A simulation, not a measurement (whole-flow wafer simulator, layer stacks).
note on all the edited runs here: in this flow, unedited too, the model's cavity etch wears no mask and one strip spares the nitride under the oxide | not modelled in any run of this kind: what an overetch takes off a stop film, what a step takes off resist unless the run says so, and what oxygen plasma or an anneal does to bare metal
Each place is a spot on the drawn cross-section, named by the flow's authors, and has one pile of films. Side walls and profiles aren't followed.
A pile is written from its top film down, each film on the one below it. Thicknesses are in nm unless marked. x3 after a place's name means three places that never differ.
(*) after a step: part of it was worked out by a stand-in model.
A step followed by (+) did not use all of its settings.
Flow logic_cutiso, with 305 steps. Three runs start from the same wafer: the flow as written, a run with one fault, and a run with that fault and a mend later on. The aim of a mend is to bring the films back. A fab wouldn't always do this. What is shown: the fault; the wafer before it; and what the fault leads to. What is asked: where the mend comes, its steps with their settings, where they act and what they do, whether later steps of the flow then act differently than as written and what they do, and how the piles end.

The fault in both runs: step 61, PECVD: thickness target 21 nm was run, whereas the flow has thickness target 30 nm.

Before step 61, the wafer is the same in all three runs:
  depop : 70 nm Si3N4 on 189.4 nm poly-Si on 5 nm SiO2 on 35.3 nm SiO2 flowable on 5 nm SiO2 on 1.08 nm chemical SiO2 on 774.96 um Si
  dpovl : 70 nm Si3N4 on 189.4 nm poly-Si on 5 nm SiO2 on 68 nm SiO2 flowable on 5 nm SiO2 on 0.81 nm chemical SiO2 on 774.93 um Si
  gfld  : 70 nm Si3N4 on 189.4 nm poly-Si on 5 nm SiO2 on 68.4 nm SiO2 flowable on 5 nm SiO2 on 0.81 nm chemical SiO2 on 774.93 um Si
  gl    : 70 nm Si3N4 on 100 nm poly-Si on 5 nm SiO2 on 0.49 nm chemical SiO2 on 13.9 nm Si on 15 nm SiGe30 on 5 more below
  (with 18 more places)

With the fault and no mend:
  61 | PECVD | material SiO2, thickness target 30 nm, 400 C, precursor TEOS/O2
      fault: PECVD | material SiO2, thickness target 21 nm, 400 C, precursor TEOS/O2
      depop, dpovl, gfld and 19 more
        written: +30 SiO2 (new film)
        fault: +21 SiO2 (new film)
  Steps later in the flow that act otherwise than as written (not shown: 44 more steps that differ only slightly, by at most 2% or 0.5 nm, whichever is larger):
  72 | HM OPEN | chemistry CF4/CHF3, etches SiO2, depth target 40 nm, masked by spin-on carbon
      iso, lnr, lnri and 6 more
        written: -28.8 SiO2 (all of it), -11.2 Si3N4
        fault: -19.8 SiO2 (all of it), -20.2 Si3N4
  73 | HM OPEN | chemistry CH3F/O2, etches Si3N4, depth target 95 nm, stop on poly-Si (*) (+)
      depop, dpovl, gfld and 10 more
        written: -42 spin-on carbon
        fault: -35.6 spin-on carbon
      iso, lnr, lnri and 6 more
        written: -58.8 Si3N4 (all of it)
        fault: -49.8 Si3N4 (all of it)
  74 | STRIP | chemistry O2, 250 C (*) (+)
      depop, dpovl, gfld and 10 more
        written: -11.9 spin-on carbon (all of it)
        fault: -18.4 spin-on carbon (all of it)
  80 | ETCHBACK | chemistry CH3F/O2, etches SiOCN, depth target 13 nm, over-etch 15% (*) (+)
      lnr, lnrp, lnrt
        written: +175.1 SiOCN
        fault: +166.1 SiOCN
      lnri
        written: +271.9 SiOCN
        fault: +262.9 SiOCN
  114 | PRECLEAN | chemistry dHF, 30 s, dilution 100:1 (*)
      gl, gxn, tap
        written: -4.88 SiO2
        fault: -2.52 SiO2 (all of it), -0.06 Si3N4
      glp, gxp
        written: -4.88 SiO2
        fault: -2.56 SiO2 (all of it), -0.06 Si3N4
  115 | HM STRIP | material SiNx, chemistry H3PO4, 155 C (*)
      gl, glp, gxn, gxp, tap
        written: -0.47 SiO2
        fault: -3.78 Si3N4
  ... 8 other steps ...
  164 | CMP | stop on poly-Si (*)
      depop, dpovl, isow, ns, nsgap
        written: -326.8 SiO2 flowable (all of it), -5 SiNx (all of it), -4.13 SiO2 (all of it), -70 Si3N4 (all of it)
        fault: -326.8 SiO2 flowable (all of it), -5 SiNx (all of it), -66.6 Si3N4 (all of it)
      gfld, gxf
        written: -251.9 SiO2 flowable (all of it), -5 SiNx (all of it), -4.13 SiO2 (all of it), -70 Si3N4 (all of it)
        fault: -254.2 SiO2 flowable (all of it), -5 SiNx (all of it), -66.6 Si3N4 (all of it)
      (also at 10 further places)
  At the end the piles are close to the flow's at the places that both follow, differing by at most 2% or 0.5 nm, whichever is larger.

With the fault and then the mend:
  The mend follows step 61.
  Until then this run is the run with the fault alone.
  61a | PECVD | material SiO2, thickness target 9 nm, 400 C, precursor TEOS/O2 (the flow's step 61, run once more with other settings)
      depop, dpovl, gfld and 19 more
        +9 SiO2
  None of the later steps of the flow acts differently than as written at any place that is followed.
  The piles end the same as the flow's at every place that both follow.
